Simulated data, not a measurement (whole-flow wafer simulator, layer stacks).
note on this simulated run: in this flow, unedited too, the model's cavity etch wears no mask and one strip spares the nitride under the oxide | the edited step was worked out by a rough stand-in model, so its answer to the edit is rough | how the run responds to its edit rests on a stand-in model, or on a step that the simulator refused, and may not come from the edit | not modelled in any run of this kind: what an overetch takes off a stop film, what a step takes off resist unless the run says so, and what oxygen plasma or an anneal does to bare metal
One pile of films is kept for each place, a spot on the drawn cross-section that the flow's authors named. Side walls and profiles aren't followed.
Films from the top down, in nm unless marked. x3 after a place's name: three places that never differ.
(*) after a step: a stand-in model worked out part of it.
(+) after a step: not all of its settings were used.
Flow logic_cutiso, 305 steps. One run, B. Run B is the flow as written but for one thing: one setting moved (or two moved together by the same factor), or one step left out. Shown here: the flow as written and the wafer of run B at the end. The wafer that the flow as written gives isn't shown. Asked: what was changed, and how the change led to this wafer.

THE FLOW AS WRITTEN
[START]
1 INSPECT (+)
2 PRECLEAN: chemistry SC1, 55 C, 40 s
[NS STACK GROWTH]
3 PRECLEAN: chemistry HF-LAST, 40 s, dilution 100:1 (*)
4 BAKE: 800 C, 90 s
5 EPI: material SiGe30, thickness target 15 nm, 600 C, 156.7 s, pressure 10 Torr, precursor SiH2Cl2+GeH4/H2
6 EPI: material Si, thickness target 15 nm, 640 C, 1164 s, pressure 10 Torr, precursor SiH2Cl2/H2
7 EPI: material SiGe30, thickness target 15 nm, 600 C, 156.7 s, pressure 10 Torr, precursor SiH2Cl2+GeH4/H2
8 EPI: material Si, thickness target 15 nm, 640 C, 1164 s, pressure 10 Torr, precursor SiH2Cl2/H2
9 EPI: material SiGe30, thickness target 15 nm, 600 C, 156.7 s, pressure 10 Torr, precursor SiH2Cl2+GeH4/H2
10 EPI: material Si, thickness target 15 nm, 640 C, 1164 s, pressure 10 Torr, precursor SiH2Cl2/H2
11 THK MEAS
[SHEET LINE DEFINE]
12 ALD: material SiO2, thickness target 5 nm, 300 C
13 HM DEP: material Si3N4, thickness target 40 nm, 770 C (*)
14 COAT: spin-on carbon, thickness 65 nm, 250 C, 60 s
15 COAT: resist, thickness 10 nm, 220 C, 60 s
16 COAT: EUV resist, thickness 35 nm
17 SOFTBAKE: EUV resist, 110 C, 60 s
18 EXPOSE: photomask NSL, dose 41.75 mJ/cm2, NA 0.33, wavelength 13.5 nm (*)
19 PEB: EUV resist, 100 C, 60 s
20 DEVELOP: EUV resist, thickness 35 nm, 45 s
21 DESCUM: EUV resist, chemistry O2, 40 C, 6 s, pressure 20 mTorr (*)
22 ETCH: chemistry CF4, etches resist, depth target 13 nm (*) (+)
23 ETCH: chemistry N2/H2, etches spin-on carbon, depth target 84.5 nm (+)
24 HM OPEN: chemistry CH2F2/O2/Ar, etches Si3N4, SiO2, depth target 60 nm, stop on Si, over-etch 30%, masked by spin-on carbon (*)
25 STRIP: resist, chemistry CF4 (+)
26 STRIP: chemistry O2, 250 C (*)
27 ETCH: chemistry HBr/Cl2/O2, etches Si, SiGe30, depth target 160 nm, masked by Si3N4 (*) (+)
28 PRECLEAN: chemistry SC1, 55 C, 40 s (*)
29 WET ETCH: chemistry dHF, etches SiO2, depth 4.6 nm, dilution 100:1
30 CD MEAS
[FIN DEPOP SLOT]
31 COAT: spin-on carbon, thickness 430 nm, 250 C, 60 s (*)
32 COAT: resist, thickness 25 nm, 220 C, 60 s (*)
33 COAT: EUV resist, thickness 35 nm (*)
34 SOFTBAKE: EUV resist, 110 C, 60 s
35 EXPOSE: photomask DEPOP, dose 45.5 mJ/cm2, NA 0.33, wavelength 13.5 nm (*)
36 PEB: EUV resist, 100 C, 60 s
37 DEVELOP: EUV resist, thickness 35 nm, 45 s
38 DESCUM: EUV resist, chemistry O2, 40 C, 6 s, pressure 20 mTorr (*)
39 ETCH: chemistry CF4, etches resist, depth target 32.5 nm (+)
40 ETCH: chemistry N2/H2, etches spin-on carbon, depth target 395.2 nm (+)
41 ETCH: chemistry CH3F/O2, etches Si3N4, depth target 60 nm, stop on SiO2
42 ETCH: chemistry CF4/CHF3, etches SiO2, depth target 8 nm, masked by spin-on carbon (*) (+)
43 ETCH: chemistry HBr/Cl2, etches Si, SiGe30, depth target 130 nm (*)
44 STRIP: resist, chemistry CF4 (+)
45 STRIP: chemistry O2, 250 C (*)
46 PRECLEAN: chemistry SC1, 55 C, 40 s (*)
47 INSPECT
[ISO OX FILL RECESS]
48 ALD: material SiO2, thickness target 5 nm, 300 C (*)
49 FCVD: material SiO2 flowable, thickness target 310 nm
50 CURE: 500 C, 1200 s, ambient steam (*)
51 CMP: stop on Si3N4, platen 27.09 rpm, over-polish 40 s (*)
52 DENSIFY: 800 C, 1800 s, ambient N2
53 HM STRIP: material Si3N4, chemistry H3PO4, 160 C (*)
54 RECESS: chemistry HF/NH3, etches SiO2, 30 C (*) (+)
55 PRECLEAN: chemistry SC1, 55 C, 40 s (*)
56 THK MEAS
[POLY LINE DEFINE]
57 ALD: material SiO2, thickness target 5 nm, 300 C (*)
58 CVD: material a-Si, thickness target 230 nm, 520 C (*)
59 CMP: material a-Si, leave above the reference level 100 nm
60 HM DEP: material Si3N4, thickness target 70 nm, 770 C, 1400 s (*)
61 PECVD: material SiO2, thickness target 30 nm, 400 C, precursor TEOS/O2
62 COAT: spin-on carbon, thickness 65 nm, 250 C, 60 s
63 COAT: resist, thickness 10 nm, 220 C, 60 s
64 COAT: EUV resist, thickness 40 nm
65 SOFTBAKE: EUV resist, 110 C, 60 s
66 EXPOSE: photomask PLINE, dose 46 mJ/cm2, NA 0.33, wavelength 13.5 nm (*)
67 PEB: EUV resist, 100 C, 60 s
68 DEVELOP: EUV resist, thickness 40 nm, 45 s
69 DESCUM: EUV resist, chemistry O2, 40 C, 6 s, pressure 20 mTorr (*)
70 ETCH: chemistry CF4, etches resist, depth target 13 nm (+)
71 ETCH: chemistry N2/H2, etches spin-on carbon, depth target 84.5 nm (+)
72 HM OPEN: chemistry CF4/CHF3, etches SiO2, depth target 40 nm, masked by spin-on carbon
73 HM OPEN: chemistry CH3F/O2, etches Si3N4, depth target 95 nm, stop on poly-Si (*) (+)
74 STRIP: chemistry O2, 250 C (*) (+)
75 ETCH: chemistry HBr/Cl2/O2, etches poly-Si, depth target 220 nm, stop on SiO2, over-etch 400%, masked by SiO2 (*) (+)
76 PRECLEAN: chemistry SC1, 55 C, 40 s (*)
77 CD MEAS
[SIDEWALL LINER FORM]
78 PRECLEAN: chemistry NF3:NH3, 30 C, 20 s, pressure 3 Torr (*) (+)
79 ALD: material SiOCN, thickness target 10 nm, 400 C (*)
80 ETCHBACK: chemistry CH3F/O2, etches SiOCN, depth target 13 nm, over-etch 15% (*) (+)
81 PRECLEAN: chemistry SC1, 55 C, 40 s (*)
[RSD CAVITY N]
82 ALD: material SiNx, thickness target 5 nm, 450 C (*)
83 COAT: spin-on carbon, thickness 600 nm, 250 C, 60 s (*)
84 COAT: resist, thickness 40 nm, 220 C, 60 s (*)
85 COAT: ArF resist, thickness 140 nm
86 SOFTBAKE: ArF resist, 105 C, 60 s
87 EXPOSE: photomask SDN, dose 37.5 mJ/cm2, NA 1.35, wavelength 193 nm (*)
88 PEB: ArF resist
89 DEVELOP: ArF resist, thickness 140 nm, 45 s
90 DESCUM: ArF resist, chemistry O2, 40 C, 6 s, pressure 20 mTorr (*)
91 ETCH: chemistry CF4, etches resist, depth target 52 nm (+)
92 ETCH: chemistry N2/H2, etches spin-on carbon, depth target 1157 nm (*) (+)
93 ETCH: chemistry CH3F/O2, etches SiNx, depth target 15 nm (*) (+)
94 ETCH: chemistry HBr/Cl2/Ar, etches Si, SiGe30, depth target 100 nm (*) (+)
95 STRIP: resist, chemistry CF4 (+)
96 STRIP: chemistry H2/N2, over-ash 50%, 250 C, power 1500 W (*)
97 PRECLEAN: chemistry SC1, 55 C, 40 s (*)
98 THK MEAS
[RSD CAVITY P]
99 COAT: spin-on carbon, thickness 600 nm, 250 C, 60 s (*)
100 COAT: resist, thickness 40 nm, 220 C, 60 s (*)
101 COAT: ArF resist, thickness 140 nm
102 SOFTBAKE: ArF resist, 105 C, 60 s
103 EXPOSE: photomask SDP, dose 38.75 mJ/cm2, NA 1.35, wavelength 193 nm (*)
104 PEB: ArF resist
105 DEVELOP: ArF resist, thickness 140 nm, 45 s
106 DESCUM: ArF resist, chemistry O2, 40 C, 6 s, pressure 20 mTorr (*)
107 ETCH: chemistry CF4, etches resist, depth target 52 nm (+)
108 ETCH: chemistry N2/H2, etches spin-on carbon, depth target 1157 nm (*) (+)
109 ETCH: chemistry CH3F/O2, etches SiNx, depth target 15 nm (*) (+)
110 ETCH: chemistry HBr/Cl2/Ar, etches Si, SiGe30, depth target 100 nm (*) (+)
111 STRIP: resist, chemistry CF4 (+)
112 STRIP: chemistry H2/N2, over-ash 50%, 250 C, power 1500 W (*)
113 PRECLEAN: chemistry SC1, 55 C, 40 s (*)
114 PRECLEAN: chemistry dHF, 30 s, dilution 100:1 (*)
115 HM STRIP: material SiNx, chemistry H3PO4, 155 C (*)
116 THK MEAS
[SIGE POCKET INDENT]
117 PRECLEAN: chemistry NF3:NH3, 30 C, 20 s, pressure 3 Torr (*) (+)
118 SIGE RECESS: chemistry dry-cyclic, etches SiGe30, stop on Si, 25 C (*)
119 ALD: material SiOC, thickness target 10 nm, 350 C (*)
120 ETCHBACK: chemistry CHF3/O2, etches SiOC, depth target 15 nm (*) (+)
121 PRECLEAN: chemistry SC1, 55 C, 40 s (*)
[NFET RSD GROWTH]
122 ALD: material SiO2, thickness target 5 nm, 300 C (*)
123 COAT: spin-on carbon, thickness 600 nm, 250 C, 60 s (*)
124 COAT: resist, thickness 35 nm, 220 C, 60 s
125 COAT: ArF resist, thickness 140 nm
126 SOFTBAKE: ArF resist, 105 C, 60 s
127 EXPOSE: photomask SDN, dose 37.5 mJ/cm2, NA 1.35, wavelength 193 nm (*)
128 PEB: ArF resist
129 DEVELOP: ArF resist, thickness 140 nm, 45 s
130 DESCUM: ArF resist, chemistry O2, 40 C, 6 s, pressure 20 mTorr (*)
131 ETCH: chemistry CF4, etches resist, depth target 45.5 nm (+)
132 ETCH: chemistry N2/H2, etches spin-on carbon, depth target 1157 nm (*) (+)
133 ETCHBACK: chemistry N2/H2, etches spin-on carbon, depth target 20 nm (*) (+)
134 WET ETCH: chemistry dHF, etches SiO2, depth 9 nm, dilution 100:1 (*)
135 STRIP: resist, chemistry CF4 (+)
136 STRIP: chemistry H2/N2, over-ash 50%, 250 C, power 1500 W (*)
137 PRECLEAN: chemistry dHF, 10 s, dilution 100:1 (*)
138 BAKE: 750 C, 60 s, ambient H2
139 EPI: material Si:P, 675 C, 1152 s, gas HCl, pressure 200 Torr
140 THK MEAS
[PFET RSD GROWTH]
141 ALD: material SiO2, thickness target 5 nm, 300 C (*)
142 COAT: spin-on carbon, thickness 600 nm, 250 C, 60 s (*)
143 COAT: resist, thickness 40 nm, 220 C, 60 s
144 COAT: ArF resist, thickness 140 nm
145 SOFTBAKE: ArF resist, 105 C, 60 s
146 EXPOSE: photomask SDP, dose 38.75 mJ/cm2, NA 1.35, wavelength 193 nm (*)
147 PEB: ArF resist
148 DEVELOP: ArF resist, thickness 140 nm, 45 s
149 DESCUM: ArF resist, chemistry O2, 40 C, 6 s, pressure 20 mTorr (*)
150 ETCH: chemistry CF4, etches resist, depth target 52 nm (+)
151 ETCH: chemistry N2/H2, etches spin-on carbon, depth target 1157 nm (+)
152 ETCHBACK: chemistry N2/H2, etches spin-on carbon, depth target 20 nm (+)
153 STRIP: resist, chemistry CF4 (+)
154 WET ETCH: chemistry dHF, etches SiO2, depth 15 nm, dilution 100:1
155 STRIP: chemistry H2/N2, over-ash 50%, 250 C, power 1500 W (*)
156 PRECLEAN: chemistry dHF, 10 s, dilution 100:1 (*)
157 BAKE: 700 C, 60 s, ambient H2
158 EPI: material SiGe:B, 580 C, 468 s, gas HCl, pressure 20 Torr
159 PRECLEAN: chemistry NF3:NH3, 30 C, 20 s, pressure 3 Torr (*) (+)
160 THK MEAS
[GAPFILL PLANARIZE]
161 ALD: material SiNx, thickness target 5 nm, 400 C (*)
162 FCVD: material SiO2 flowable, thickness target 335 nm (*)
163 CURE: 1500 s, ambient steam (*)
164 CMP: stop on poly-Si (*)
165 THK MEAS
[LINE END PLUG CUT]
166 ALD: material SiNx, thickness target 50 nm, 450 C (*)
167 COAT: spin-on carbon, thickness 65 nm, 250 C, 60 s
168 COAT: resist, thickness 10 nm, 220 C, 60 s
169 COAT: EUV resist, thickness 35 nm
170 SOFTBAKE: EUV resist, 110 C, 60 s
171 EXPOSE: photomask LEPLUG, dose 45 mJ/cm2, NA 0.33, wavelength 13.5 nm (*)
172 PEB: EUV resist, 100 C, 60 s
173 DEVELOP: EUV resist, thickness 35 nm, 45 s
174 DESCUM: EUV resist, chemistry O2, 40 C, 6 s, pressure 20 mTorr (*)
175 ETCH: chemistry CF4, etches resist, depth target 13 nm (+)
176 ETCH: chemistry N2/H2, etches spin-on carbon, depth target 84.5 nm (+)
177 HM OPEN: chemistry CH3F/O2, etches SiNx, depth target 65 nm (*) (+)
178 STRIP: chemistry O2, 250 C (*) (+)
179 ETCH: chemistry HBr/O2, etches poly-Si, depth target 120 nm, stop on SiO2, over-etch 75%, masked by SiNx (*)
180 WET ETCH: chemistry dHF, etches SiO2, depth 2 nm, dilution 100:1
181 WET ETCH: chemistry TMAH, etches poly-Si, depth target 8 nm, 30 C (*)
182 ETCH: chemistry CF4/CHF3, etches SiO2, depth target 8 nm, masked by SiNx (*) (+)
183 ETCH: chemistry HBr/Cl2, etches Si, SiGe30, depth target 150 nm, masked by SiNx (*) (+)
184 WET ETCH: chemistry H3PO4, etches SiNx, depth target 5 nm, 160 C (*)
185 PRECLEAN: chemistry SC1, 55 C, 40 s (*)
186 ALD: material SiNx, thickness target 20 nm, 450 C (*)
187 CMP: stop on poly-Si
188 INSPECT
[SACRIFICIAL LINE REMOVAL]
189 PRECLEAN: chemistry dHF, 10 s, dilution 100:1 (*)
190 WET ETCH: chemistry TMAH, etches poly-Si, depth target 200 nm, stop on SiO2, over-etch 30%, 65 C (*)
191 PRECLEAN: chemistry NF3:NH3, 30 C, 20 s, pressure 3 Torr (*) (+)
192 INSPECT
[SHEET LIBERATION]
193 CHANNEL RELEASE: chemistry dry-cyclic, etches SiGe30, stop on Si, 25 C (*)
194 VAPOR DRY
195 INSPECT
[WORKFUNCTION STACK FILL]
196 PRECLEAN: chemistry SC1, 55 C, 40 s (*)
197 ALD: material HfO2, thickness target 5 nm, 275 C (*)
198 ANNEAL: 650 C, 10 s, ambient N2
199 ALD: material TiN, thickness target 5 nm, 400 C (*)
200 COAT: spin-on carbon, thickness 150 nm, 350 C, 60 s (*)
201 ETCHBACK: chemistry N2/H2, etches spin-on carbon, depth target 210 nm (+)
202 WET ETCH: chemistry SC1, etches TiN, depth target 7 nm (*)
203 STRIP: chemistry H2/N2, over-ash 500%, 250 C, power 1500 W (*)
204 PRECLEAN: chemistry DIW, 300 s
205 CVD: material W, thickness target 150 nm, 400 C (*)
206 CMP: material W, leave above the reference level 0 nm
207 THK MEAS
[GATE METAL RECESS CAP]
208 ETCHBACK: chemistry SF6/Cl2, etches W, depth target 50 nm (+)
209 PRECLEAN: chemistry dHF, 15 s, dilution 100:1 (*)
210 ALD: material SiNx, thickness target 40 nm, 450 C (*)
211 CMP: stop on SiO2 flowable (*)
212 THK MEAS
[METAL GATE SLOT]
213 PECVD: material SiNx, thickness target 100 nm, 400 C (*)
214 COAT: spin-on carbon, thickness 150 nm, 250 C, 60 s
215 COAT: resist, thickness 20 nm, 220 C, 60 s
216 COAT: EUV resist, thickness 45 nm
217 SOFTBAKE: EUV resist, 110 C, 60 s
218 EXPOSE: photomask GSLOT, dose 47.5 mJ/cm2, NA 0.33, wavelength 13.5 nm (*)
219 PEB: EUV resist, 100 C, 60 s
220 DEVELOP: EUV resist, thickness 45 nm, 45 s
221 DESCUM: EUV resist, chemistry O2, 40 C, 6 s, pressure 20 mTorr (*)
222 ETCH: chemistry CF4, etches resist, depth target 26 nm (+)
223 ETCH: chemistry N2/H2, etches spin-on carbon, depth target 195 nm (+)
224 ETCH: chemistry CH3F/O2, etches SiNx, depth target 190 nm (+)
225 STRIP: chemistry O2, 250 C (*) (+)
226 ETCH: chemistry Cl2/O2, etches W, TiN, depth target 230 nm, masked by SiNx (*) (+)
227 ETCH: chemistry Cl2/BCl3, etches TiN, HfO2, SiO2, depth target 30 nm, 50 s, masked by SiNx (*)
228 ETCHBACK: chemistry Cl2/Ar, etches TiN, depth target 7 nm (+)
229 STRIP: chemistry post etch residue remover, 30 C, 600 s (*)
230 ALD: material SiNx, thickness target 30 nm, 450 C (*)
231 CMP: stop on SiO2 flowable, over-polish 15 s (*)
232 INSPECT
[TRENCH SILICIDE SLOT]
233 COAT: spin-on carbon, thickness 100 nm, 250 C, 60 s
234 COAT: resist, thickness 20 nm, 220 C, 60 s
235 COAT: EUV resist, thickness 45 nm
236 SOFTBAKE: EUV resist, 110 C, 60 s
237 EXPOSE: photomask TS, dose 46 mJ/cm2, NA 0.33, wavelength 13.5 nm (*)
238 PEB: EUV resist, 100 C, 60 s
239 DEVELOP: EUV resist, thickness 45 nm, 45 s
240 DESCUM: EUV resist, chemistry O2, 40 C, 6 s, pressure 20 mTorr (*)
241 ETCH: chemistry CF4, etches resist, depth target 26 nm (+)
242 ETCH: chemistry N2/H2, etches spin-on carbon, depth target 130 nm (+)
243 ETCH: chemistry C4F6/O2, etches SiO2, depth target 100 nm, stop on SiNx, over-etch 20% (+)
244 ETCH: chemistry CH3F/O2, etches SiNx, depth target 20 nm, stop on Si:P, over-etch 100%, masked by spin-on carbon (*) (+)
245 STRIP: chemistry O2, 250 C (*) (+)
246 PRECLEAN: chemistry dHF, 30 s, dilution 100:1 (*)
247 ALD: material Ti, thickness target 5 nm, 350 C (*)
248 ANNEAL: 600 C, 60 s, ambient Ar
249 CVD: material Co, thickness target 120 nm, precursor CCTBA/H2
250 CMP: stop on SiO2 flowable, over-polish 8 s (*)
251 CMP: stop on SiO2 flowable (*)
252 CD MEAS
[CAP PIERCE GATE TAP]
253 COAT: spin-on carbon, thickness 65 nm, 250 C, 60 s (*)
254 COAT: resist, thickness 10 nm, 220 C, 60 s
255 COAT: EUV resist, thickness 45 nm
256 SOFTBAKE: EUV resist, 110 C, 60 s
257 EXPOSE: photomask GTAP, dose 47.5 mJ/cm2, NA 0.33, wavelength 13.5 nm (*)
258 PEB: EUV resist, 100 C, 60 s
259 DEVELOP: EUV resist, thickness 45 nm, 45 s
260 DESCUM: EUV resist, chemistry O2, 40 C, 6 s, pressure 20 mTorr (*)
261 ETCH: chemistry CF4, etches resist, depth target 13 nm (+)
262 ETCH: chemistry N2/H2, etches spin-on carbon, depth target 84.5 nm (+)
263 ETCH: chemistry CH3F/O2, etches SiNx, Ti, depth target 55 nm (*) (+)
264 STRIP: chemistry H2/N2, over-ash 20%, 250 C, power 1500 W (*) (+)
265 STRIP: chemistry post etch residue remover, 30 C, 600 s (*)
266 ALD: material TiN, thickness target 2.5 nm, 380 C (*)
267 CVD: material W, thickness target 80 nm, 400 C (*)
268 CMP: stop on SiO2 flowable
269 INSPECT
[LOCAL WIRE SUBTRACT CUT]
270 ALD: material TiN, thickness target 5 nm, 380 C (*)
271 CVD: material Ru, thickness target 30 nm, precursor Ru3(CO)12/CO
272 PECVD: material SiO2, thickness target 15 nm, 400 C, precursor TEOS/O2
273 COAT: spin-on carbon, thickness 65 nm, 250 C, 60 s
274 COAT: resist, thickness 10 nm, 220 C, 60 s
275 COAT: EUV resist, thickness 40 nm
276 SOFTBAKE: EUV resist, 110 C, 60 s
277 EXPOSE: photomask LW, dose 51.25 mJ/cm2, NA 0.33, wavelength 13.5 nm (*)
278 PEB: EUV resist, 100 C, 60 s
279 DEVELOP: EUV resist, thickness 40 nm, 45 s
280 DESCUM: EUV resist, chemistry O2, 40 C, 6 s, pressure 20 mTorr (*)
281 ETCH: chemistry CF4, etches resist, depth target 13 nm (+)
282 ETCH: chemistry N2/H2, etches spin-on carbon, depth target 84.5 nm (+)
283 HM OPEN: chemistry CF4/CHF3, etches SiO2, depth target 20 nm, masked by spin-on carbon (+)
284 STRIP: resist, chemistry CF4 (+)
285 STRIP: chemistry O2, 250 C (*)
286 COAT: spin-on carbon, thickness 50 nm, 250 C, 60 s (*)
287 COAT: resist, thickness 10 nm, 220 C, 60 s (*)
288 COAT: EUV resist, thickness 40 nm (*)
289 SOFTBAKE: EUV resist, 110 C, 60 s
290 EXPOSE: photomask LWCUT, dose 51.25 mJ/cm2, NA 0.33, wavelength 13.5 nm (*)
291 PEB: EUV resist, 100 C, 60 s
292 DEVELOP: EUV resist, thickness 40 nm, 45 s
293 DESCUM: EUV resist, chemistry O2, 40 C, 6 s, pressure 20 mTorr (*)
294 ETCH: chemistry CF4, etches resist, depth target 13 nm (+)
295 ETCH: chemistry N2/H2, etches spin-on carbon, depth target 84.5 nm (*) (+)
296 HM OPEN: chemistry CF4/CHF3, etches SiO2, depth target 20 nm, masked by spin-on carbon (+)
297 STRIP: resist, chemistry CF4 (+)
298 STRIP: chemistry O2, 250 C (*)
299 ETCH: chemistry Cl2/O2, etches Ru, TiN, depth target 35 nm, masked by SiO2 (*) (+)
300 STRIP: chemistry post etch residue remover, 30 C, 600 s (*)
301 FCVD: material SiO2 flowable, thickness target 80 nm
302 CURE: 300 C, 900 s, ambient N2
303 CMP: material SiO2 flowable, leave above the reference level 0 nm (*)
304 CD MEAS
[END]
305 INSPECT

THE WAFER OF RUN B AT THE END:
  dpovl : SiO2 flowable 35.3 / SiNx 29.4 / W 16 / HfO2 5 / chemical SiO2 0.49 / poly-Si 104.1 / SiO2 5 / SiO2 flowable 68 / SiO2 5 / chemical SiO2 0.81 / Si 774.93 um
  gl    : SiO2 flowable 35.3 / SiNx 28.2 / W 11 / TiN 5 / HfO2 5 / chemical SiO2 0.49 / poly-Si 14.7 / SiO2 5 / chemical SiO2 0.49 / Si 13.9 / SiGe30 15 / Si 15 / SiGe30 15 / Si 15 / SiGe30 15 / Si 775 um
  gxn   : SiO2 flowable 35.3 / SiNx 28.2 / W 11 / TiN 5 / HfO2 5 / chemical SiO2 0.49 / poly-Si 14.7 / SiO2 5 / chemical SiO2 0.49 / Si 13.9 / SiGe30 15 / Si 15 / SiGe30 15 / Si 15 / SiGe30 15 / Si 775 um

The cause: step 190, WET ETCH: depth target 85 nm was run, where the flow has depth target 200 nm.

How the change led to this, step by step:
  190 WET ETCH: chemistry TMAH, etches poly-Si, depth target 200 nm, stop on SiO2, over-etch 30%, 65 C (*)
      depop, dpovl, gfld, gxf, isow, nsgap: poly-Si -85 (as written it would be: poly-Si -189.4 (all of it))
      gl, glp, gxn, gxp, ns, tap: poly-Si -85 (as written it would be: poly-Si -100 (all of it))
  191 PRECLEAN: chemistry NF3:NH3, 30 C, 20 s, pressure 3 Torr (*) (+)
      depop, dpovl, gfld, gxf, isow, nsgap: nothing (as written it would be: SiO2 -5 (all of it), SiO2 flowable -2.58)
      gl, glp, gxn, gxp, ns, tap: nothing (as written it would be: SiO2 -5 (all of it), chemical SiO2 -0.49 (all of it))
  193 CHANNEL RELEASE: chemistry dry-cyclic, etches SiGe30, stop on Si, 25 C (*)
      gl, glp, gxn, gxp, ns, tap: nothing (as written it would be: chemical SiO2 +0.8 (new film), Si -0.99, chemical SiO2 +0.8 (new film), cavity +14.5 (new film), chemical SiO2 +0.8 (new film), SiGe30 -15 (all of it), Si -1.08, chemical SiO2 +0.8 (new film), cavity +14.5 (new film), chemical SiO2 +0.8 (new film), SiGe30 -15 (all of it), Si -1.08, chemical SiO2 +0.8 (new film), cavity +14.5 (new film), chemical SiO2 +0.8 (new film), SiGe30 -15 (all of it), Si -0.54)
  196 PRECLEAN: chemistry SC1, 55 C, 40 s (*)
      gl, glp, gxn, gxp, ns, tap: chemical SiO2 +0.49 (new film), poly-Si -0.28 (as written it would be: chemical SiO2 -0.08)
  197 ALD: material HfO2, thickness target 5 nm, 275 C (*)
      gl, glp, gxn, gxp, ns, tap: HfO2 +5 (new film) (as written it would be: HfO2 +5 (new film), HfO2 +5 (new film), cavity -10, HfO2 +5 (new film), HfO2 +5 (new film), cavity -10, HfO2 +5 (new film), HfO2 +5 (new film), cavity -10, HfO2 +5 (new film))
      gxf: HfO2 +5 (new film) (as written it would be: HfO2 +7.7 (new film))
  199 ALD: material TiN, thickness target 5 nm, 400 C (*)
      gl, glp, tap: TiN +5 (new film) (as written it would be: TiN +5.26 (new film), TiN +4.49 (new film), cavity -4.49 (all of it), TiN +4.49 (new film), cavity -4.49 (all of it), TiN +4.49 (new film), cavity -4.49 (all of it))
      gxn, gxp, ns: TiN +5 (new film) (as written it would be: TiN +5 (new film), TiN +4.49 (new film), cavity -4.49 (all of it), TiN +4.49 (new film), cavity -4.49 (all of it), TiN +4.49 (new film), cavity -4.49 (all of it))
      (and at 1 more place)
  200 COAT: spin-on carbon, thickness 150 nm, 350 C, 60 s (*)
      gl, glp, gxn, gxp: spin-on carbon +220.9 (new film) (as written it would be: spin-on carbon +236.9 (new film))
      lnr, lnrp: spin-on carbon +138.1 (new film) (as written it would be: spin-on carbon +133.9 (new film))
      (and at 16 more places)
  201 ETCHBACK: chemistry N2/H2, etches spin-on carbon, depth target 210 nm (+)
      lnr, lnrp: spin-on carbon -138.1 (all of it) (as written it would be: spin-on carbon -133.9 (all of it))
      rsdn, rsdw: spin-on carbon -150 (all of it) (as written it would be: spin-on carbon -145.8 (all of it))
      (and at 11 more places)
  203 STRIP: chemistry H2/N2, over-ash 500%, 250 C, power 1500 W (*)
      gl, glp: spin-on carbon -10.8 (all of it) (as written it would be: spin-on carbon -26.7 (all of it))
      gxn, gxp: spin-on carbon -10.8 (all of it) (as written it would be: spin-on carbon -26.8 (all of it))
      (and at 3 more places)
  205 CVD: material W, thickness target 150 nm, 400 C (*)
      depop, dpovl, isow, nsgap: W +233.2 (new film) (as written it would be: W +345.5 (new film))
      gl, glp, tap: W +228.2 (new film) (as written it would be: W +248.4 (new film))
      (and at 5 more places)
  226 ETCH: chemistry Cl2/O2, etches W, TiN, depth target 230 nm, masked by SiNx (*) (+)
      depop, dpovl, gl and 18 more: SiNx -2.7 (as written it would be: SiNx -30.8)
      gfld: W -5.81 (all of it), TiN -5 (all of it), HfO2 -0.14 (as written it would be: W -115.4 (all of it), TiN -7.64 (all of it), HfO2 -1.54)
  227 ETCH: chemistry Cl2/BCl3, etches TiN, HfO2, SiO2, depth target 30 nm, 50 s, masked by SiNx (*)
      gfld: HfO2 -4.86 (all of it), chemical SiO2 -0.49 (all of it), poly-Si -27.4 (as written it would be: HfO2 -3.46 (all of it), SiO2 flowable -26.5)
  228 ETCHBACK: chemistry Cl2/Ar, etches TiN, depth target 7 nm (+)
      gfld: poly-Si -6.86 (as written it would be: SiO2 flowable -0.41)
  230 ALD: material SiNx, thickness target 30 nm, 450 C (*)
      gfld: SiNx +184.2 (new film) (as written it would be: SiNx +260.6 (new film))
  231 CMP: stop on SiO2 flowable, over-polish 15 s (*)
      depop, dpovl, gfld and 10 more: SiNx -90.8 (as written it would be: SiNx -62.7)
      lnr, lnri, lnrp, lnrt: SiNx -89 (all of it), SiOCN -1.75 (as written it would be: SiNx -61 (all of it), SiOCN -1.75)
      (and at 5 more places)
Counting metal films that touch as one body, gl has 1 body; the flow as written gives 4 bodies (between them, from the top down: HfO2 5 / chemical SiO2 0.72 / Si 12.9 / chemical SiO2 0.8 / HfO2 5; HfO2 5 / chemical SiO2 0.8 / Si 13.9 / chemical SiO2 0.8 / HfO2 5; HfO2 5 / chemical SiO2 0.8 / Si 13.9 / chemical SiO2 0.8 / HfO2 5).
Counting metal films that touch as one body, gxn has 1 body; the flow as written gives 4 bodies (between them, from the top down: HfO2 5 / chemical SiO2 0.72 / Si 12.9 / chemical SiO2 0.8 / HfO2 5; HfO2 5 / chemical SiO2 0.8 / Si 13.9 / chemical SiO2 0.8 / HfO2 5; HfO2 5 / chemical SiO2 0.8 / Si 13.9 / chemical SiO2 0.8 / HfO2 5).
